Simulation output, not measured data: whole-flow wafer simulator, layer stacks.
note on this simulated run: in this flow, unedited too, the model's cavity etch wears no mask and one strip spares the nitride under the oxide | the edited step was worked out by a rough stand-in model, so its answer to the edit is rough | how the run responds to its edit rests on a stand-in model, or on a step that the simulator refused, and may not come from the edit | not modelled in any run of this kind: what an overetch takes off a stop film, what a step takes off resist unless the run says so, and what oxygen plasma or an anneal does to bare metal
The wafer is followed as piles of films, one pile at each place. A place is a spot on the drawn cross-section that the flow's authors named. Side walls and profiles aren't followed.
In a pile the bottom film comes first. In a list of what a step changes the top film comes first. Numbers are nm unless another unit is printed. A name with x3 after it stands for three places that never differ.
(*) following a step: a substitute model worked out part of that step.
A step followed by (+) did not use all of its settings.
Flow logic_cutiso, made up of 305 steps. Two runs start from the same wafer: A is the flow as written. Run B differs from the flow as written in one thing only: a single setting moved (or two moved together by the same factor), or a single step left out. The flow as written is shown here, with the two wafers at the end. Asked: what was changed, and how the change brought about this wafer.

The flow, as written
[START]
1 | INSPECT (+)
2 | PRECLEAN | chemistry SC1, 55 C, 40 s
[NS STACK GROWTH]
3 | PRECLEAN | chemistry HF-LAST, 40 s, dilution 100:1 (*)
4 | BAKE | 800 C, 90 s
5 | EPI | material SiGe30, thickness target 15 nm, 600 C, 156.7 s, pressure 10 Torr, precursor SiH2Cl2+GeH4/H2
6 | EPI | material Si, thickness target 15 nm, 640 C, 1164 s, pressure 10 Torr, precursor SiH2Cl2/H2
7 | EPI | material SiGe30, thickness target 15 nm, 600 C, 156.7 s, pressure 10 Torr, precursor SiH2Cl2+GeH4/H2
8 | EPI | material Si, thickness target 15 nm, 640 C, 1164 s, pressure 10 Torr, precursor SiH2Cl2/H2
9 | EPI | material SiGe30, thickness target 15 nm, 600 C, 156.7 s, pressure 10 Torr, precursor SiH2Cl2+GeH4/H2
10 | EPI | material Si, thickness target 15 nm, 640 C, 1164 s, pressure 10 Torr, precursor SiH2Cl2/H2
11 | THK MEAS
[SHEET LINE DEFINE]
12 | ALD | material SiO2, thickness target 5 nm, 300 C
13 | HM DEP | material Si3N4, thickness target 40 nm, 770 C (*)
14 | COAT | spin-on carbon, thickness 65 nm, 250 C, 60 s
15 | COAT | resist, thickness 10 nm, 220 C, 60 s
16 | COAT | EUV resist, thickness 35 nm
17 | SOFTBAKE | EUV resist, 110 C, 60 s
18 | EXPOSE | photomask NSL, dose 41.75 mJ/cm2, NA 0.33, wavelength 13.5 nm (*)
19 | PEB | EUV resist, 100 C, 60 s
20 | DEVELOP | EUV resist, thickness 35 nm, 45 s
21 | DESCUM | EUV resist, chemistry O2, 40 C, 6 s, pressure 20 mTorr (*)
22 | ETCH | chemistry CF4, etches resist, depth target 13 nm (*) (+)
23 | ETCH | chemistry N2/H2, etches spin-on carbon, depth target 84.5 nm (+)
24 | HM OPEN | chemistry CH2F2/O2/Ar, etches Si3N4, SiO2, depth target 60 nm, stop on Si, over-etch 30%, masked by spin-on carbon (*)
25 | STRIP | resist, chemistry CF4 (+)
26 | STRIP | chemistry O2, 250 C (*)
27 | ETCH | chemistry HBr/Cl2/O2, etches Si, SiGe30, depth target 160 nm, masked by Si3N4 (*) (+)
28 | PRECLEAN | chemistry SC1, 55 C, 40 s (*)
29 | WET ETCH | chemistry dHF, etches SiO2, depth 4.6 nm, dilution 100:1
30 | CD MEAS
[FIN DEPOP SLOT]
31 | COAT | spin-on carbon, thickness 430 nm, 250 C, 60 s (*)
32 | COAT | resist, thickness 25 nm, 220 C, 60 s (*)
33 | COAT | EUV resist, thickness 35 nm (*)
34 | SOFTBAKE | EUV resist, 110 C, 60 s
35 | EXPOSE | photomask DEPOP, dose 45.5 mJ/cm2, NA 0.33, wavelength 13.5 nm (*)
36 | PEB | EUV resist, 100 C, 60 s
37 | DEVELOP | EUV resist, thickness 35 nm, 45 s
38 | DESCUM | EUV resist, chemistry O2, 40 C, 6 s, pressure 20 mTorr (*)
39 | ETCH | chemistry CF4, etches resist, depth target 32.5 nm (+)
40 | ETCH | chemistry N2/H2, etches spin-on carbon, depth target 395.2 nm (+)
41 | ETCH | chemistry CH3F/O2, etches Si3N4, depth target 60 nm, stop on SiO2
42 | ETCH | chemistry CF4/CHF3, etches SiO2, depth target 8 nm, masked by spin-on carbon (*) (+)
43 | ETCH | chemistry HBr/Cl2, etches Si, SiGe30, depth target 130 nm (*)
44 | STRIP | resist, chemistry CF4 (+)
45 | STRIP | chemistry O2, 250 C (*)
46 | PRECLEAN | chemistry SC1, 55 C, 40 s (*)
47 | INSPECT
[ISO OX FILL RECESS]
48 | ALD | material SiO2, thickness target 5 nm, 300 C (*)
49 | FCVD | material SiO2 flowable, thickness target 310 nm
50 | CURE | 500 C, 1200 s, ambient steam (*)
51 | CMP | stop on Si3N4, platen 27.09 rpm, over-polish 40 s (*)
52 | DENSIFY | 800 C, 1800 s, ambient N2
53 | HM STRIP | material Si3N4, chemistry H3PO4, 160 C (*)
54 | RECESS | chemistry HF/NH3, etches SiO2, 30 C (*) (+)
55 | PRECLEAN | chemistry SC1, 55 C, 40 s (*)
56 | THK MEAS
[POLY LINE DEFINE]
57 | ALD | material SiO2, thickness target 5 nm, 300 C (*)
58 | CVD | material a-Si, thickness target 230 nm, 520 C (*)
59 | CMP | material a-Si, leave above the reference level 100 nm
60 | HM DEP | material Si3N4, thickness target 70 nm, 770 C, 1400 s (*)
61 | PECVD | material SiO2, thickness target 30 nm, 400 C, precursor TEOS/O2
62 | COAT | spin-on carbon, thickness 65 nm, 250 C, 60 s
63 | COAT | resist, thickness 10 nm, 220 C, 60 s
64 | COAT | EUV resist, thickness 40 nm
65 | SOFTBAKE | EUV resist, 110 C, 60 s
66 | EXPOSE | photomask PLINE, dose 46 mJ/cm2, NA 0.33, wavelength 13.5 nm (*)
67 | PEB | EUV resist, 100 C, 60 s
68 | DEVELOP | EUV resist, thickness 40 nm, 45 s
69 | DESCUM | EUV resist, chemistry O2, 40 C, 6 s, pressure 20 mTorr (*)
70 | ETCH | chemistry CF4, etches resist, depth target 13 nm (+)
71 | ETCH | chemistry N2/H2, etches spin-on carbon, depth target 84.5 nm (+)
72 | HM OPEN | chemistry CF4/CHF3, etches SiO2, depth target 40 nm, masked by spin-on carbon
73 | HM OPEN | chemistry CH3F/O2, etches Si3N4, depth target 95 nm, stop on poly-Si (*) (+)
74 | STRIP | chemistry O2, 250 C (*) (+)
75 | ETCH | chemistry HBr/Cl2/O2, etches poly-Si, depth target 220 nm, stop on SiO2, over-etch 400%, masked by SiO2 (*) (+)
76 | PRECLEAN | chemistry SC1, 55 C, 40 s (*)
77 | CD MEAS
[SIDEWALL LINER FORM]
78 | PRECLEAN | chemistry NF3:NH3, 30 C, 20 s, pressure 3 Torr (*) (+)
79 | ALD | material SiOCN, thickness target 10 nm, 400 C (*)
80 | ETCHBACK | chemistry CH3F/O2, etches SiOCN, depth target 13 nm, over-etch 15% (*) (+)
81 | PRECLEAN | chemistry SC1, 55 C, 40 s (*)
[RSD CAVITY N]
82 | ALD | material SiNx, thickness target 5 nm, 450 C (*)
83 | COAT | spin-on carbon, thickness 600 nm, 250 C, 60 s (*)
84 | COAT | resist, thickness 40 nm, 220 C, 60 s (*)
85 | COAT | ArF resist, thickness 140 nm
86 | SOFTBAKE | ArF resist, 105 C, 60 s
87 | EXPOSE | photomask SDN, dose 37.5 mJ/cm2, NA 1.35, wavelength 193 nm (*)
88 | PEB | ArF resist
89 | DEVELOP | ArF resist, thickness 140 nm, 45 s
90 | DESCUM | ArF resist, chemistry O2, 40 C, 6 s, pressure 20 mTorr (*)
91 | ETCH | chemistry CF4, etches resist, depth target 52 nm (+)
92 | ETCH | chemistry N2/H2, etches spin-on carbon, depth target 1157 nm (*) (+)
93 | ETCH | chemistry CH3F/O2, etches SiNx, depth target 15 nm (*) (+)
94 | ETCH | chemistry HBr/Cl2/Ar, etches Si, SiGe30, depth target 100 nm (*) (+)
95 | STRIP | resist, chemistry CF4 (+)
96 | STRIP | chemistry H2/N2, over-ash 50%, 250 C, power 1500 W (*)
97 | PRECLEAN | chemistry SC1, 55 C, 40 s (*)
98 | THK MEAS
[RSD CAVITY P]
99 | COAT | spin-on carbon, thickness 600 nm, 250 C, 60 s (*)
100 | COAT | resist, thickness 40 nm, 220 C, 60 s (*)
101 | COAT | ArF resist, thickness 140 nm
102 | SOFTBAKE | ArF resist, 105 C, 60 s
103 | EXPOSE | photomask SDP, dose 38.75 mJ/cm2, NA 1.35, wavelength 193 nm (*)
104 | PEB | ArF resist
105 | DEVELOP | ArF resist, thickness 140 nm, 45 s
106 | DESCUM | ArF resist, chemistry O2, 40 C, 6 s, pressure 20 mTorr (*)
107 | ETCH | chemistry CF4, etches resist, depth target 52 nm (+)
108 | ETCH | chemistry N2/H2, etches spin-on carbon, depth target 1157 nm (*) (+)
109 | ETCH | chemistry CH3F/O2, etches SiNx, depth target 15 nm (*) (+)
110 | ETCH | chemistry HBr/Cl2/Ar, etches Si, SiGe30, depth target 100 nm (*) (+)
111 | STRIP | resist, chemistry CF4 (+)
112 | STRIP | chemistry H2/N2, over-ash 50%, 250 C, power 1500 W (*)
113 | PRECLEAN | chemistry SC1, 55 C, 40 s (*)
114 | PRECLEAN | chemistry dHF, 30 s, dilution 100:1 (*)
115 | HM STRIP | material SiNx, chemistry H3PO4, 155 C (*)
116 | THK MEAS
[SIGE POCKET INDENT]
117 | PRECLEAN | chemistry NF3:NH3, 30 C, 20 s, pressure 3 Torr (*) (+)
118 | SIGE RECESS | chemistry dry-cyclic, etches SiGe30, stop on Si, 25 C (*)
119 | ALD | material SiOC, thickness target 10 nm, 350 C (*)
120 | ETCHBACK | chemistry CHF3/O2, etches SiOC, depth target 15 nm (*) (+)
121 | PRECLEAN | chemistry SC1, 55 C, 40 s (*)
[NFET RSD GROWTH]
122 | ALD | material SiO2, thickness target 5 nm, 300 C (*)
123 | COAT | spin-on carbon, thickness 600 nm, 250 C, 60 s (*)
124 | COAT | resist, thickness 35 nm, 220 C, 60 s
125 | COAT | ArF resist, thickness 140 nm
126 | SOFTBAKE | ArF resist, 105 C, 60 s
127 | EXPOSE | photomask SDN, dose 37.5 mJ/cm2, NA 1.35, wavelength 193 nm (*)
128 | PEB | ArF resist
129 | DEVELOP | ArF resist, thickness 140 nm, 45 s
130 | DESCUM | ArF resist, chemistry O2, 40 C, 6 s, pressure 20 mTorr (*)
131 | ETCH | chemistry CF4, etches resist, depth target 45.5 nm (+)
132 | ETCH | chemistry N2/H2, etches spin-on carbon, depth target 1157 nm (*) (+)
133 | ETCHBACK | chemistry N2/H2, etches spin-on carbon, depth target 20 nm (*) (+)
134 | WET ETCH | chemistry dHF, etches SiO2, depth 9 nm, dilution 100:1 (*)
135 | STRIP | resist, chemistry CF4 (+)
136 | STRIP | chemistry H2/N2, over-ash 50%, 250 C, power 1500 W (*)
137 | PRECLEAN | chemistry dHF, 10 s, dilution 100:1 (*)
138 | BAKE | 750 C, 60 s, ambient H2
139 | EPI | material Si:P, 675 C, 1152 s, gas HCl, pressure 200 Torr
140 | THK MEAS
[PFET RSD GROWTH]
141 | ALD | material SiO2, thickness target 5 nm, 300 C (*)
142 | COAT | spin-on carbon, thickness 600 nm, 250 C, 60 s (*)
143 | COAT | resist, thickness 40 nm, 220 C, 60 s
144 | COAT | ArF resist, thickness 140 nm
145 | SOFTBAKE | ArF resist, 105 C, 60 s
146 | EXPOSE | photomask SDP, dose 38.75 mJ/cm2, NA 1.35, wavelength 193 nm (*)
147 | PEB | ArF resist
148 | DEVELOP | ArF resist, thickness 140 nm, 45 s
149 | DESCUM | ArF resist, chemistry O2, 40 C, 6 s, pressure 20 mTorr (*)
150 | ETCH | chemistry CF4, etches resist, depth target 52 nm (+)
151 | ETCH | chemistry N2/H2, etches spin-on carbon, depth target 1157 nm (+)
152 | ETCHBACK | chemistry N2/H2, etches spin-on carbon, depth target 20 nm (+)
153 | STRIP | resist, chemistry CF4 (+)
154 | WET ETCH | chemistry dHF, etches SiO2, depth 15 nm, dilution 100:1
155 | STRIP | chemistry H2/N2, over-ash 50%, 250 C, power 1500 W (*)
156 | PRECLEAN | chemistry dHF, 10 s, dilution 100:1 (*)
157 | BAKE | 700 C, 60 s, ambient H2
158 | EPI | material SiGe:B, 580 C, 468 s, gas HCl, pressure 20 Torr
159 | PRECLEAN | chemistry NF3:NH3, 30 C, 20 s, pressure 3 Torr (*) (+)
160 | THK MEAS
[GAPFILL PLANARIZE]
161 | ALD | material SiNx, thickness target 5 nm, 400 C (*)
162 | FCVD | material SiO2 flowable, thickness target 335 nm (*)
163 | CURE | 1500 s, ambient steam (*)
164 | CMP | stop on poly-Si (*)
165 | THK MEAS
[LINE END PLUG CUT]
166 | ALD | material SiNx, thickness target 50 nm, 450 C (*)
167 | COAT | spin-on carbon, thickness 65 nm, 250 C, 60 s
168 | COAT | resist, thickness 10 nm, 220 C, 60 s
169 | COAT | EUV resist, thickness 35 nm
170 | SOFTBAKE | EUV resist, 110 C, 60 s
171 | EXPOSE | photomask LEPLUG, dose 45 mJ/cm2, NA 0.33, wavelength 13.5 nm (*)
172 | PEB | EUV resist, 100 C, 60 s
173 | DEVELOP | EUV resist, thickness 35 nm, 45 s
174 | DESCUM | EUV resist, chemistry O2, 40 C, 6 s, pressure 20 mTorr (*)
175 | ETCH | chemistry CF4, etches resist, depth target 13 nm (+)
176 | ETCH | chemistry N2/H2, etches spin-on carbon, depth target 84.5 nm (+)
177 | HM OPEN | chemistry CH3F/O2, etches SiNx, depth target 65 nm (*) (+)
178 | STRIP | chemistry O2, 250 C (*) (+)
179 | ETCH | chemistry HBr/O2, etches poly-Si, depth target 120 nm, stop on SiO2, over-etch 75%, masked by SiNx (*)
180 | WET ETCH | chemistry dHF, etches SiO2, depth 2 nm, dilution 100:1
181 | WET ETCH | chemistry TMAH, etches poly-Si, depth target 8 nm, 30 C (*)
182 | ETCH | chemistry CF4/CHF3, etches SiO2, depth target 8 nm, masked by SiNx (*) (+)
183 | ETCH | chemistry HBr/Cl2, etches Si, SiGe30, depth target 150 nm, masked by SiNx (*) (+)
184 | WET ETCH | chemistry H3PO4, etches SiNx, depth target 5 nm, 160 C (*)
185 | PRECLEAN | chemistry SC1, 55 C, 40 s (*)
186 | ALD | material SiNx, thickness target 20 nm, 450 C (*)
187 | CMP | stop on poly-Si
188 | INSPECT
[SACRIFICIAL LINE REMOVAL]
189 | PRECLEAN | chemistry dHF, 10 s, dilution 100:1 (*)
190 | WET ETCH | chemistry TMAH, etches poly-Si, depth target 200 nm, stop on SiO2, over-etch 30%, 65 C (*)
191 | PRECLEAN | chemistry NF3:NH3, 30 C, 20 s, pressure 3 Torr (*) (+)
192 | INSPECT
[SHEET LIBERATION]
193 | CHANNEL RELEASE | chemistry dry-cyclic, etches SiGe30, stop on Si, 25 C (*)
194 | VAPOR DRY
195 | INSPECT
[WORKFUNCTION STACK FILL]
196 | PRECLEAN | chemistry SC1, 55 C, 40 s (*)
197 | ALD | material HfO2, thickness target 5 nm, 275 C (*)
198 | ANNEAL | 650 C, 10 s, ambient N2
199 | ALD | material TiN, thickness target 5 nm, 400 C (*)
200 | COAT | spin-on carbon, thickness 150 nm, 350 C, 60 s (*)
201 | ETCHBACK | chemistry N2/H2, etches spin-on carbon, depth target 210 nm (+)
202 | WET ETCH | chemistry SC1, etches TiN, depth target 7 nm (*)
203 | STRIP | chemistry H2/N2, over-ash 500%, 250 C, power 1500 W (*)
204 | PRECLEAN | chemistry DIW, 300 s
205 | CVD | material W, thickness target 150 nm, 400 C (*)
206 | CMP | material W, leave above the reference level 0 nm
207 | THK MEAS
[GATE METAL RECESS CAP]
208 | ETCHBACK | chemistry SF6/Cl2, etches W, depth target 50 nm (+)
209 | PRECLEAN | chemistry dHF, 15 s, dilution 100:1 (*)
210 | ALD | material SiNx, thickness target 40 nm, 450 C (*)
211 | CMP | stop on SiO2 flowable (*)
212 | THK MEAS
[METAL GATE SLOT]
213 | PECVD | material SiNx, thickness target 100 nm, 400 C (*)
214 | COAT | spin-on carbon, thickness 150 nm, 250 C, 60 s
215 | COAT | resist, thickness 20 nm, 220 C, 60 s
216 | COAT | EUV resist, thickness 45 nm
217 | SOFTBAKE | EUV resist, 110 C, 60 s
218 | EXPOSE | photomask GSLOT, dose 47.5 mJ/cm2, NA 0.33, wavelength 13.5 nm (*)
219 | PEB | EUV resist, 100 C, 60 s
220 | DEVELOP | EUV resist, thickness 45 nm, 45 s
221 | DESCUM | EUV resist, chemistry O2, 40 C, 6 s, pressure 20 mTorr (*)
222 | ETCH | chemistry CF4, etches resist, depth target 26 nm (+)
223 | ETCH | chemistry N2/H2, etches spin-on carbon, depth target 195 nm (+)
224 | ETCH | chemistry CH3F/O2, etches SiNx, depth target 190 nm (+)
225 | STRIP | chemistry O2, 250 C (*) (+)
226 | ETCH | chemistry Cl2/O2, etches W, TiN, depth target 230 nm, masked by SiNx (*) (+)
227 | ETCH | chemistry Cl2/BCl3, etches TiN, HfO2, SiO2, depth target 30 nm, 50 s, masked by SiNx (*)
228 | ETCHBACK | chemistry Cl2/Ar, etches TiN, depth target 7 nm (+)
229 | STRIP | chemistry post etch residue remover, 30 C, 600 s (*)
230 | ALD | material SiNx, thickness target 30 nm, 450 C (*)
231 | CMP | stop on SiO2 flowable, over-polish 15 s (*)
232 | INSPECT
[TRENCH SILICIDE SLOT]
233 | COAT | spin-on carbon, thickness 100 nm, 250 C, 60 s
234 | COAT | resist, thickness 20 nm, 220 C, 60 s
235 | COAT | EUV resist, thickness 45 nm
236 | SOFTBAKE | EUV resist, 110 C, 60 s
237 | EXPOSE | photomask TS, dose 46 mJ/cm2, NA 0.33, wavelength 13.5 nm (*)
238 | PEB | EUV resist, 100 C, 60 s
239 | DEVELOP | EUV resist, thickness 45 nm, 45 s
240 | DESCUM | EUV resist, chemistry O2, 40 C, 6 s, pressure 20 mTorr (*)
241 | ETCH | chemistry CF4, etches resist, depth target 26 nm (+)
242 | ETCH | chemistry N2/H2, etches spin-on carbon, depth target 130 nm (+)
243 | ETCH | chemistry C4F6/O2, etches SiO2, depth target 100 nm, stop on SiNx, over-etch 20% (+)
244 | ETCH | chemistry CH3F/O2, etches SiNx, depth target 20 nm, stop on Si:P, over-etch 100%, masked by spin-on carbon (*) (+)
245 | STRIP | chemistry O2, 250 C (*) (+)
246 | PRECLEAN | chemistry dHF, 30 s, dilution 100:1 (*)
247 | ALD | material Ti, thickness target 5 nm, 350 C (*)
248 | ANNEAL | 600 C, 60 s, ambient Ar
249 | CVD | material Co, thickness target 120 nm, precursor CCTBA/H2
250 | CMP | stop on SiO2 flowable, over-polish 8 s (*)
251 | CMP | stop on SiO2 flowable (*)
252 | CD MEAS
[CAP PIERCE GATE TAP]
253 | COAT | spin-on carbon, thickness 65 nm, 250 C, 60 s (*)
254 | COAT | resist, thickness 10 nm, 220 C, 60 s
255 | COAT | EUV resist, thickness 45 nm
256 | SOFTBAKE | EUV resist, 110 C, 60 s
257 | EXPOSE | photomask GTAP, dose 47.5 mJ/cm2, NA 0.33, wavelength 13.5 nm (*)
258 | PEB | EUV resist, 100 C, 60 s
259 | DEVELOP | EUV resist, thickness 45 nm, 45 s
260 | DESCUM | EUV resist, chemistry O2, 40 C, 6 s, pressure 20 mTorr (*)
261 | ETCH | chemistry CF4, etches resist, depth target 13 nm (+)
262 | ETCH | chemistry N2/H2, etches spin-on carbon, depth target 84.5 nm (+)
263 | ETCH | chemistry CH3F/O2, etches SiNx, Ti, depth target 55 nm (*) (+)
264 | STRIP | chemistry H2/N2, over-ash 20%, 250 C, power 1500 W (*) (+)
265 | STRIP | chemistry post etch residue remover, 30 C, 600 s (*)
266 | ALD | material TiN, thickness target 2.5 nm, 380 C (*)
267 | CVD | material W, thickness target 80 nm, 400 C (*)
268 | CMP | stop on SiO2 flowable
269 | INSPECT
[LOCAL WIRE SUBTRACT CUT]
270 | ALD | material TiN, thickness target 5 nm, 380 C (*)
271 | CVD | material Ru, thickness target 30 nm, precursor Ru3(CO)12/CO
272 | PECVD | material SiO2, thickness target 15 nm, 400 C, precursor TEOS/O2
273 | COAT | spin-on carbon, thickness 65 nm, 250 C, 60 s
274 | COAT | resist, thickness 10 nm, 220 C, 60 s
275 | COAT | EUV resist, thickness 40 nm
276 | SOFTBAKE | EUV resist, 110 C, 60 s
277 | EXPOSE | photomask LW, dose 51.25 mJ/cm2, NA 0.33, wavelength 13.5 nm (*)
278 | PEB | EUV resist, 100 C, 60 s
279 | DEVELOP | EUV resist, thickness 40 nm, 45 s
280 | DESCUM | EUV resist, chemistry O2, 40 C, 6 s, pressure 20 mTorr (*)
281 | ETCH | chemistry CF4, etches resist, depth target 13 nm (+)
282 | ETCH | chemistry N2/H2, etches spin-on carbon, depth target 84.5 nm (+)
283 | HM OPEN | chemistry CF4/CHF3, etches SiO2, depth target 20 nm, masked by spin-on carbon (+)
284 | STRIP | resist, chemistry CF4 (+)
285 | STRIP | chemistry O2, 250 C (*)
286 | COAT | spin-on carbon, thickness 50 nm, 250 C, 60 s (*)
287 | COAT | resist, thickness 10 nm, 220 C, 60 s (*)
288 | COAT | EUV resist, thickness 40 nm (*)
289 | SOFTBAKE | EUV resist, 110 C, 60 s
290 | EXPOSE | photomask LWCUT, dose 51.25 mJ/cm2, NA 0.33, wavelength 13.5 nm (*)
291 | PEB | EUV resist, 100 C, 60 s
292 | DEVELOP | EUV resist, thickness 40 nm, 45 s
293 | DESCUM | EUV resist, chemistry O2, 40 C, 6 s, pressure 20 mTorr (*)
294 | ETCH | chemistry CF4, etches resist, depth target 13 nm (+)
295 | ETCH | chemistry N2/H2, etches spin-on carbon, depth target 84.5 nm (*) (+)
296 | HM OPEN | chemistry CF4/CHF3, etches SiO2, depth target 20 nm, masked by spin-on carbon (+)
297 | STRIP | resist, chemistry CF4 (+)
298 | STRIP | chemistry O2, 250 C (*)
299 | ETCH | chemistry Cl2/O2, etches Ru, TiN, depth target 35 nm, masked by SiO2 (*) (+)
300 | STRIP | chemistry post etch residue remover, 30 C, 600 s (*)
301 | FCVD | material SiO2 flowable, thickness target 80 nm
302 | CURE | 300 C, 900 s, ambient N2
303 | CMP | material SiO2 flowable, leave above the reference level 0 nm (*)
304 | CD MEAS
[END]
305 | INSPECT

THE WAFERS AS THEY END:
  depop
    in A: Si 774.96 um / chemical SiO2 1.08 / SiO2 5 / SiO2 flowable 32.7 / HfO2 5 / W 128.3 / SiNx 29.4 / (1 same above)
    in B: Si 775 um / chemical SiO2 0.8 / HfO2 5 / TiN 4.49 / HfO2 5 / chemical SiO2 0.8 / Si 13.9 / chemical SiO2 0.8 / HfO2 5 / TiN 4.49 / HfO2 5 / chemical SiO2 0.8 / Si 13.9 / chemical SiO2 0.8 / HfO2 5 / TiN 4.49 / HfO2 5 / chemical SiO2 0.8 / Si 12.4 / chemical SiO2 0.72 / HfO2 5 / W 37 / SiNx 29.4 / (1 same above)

What caused this: step 42, ETCH: depth target 4.4 nm was run, whereas the flow has depth target 8 nm.

The path from the change to this, step by step:
  42 | ETCH | chemistry CF4/CHF3, etches SiO2, depth target 8 nm, masked by spin-on carbon (*) (+)
      depop: A SiO2 loses 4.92 (all of it), Si loses 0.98 | B SiO2 loses 4.4
      gl: A resist loses 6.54 (all of it), spin-on carbon loses 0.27 | B resist loses 4.4
      (as well as at 20 more places)
  43 | ETCH | chemistry HBr/Cl2, etches Si, SiGe30, depth target 130 nm (*)
      glp, tap: A spin-on carbon loses 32 | B resist loses 1.35 (all of it), spin-on carbon loses 30.1
      depop: A Si loses 14 (all of it), SiGe30 loses 15 (all of it), Si loses 15 (all of it), SiGe30 loses 15 (all of it), Si loses 15 (all of it), SiGe30 loses 15 (all of it), Si loses 41 | B nothing
      (as well as at 18 more places)
  44 | STRIP | resist, chemistry CF4 (+)
      depop: A nothing | B SiO2 loses 0.52 (all of it)
  49 | FCVD | material SiO2 flowable, thickness target 310 nm
      dpovl, nsgap: A SiO2 flowable gains 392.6 (new film) | B SiO2 flowable gains 406.3 (new film)
      depop: A SiO2 flowable gains 359.9 (new film) | B SiO2 flowable gains 242.6 (new film)
      (as well as at 2 more places)
  51 | CMP | stop on Si3N4, platen 27.09 rpm, over-polish 40 s (*)
      depop: A SiO2 flowable loses 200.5 | B SiO2 flowable loses 214.1
      dpovl: A SiO2 flowable loses 200.4 | B SiO2 flowable loses 214
      (as well as at 3 more places)
  52 | DENSIFY | 800 C, 1800 s, ambient N2
      depop: A SiO2 flowable loses 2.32 | B SiO2 flowable loses 0.24
      dpovl: A SiO2 flowable loses 2.82 | B SiO2 flowable loses 2.27
  54 | RECESS | chemistry HF/NH3, etches SiO2, 30 C (*) (+)
      depop: A SiO2 flowable loses 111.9 | B SiO2 flowable loses 18.4 (all of it), SiO2 loses 5 (all of it), chemical SiO2 loses 1.08 (all of it)
  55 | PRECLEAN | chemistry SC1, 55 C, 40 s (*)
      depop: A SiO2 flowable loses 0.06 | B chemical SiO2 gains 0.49 (new film), Si loses 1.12
  58 | CVD | material a-Si, thickness target 230 nm, 520 C (*)
      depop: A a-Si gains 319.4 (new film) | B a-Si gains 230 (new film)
  60 | HM DEP | material Si3N4, thickness target 70 nm, 770 C, 1400 s (*)
      depop: A Si3N4 gains 70 (new film), poly-Si gains 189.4 (new film), a-Si loses 189.4 (all of it) | B Si3N4 gains 70 (new film), poly-Si gains 100.5 (new film), a-Si loses 100.5 (all of it)
  190 | WET ETCH | chemistry TMAH, etches poly-Si, depth target 200 nm, stop on SiO2, over-etch 30%, 65 C (*)
      depop: A poly-Si loses 189.4 (all of it) | B poly-Si loses 100.5 (all of it)
  191 | PRECLEAN | chemistry NF3:NH3, 30 C, 20 s, pressure 3 Torr (*) (+)
      depop: A SiO2 loses 5 (all of it), SiO2 flowable loses 2.58 | B SiO2 loses 5 (all of it), chemical SiO2 loses 0.49 (all of it)
  193 | CHANNEL RELEASE | chemistry dry-cyclic, etches SiGe30, stop on Si, 25 C (*)
      depop: A nothing | B chemical SiO2 gains 0.8 (new film), Si loses 0.99, chemical SiO2 gains 0.8 (new film), cavity gains 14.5 (new film), chemical SiO2 gains 0.8 (new film), SiGe30 loses 15 (all of it), Si loses 1.08, chemical SiO2 gains 0.8 (new film), cavity gains 14.5 (new film), chemical SiO2 gains 0.8 (new film), SiGe30 loses 15 (all of it), Si loses 1.08, chemical SiO2 gains 0.8 (new film), cavity gains 14.5 (new film), chemical SiO2 gains 0.8 (new film), SiGe30 loses 15 (all of it), Si loses 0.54
  197 | ALD | material HfO2, thickness target 5 nm, 275 C (*)
      depop: A HfO2 gains 5 (new film) | B HfO2 gains 5 (new film), HfO2 gains 5 (new film), cavity loses 10, HfO2 gains 5 (new film), HfO2 gains 5 (new film), cavity loses 10, HfO2 gains 5 (new film), HfO2 gains 5 (new film), cavity loses 10, HfO2 gains 5 (new film)
  199 | ALD | material TiN, thickness target 5 nm, 400 C (*)
      depop: A TiN gains 5 (new film) | B TiN gains 5 (new film), TiN gains 4.49 (new film), cavity loses 4.49 (all of it), TiN gains 4.49 (new film), cavity loses 4.49 (all of it), TiN gains 4.49 (new film), cavity loses 4.49 (all of it)
  200 | COAT | spin-on carbon, thickness 150 nm, 350 C, 60 s (*)
      depop: A spin-on carbon gains 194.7 (new film) | B spin-on carbon gains 115.5 (new film)
      dpovl: A spin-on carbon gains 194.8 (new film) | B spin-on carbon gains 206.8 (new film)
      (as well as at 3 more places)
  ... and 1 more step ...
  205 | CVD | material W, thickness target 150 nm, 400 C (*)
      depop: A W gains 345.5 (new film) | B W gains 254.2 (new film)
Taking metal films that touch as one body, depop has 4 bodies (between them, from the top down: HfO2 5 / chemical SiO2 0.72 / Si 12.4 / chemical SiO2 0.8 / HfO2 5; HfO2 5 / chemical SiO2 0.8 / Si 13.9 / chemical SiO2 0.8 / HfO2 5; HfO2 5 / chemical SiO2 0.8 / Si 13.9 / chemical SiO2 0.8 / HfO2 5); the flow as written gives 1 body.
